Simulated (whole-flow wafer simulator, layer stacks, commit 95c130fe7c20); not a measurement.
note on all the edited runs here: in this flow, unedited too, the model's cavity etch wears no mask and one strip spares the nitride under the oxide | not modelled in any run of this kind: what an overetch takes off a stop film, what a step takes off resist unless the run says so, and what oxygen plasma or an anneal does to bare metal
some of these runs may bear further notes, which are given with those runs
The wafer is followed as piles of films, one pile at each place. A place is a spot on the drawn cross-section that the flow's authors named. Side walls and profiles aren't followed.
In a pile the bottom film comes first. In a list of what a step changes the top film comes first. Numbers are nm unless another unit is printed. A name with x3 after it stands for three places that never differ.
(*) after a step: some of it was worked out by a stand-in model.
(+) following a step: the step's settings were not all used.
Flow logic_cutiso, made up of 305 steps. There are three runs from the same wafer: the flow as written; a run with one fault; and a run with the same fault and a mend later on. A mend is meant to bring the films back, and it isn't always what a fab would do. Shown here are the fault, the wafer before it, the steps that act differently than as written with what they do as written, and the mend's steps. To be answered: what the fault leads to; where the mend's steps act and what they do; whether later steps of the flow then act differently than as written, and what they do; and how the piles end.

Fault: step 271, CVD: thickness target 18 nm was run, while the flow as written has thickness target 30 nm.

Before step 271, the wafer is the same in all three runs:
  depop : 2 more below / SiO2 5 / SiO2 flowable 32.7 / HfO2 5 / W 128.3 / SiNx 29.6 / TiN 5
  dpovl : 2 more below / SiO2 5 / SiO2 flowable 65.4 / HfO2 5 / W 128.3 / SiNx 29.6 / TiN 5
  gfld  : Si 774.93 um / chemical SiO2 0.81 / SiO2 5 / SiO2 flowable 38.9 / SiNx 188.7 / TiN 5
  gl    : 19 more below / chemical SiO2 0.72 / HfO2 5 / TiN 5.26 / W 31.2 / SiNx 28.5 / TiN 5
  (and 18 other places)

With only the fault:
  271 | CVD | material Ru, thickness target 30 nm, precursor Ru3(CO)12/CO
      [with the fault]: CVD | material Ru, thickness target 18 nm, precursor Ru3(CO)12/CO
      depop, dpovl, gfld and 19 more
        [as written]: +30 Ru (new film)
        [with the fault]: +18 Ru (new film)
  Later steps of the flow acting differently than as written (1 more step, not shown, differs only slightly: by at most 2% or 0.5 nm, whichever is larger):
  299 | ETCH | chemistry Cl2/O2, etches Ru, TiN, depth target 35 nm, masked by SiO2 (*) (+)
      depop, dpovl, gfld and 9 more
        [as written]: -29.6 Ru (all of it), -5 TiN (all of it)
        [with the fault]: -17.6 Ru (all of it), -5 TiN (all of it), -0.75 SiNx
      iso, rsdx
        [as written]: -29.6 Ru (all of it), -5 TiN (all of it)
        [with the fault]: -17.6 Ru (all of it), -5 TiN (all of it), -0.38 SiO2 flowable
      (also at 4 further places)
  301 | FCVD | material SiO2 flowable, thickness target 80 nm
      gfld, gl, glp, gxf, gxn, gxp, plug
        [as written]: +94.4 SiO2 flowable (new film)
        [with the fault]: +91.4 SiO2 flowable (new film)
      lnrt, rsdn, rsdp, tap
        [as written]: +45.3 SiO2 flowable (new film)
        [with the fault]: +53.5 SiO2 flowable (new film)
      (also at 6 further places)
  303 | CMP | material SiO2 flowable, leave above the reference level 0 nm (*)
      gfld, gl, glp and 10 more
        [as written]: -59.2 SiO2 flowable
        [with the fault]: -67.3 SiO2 flowable
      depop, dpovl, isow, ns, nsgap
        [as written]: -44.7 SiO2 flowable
        [with the fault]: -56 SiO2 flowable
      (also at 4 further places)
  The piles end different from the flow's at depop, dpovl, gfld and 19 more by more than 2% or 0.5 nm, whichever is larger.
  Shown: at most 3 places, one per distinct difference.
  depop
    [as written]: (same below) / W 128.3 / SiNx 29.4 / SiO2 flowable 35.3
    [with the fault]: (same below) / W 128.3 / SiNx 28.6 / SiO2 flowable 24
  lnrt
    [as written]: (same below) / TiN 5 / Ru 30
    [with the fault]: (same below) / TiN 5 / Ru 18
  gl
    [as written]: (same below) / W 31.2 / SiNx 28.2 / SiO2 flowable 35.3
    [with the fault]: (same below) / W 31.2 / SiNx 27.5 / SiO2 flowable 24

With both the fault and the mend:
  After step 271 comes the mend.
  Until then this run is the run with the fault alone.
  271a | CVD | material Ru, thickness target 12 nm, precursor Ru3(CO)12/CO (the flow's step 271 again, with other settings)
      depop, dpovl, gfld and 19 more
        +12 Ru
  Later steps of the flow that are run all act as written at every place that is followed.
  At every place that both follow, the piles at the end match the flow's.
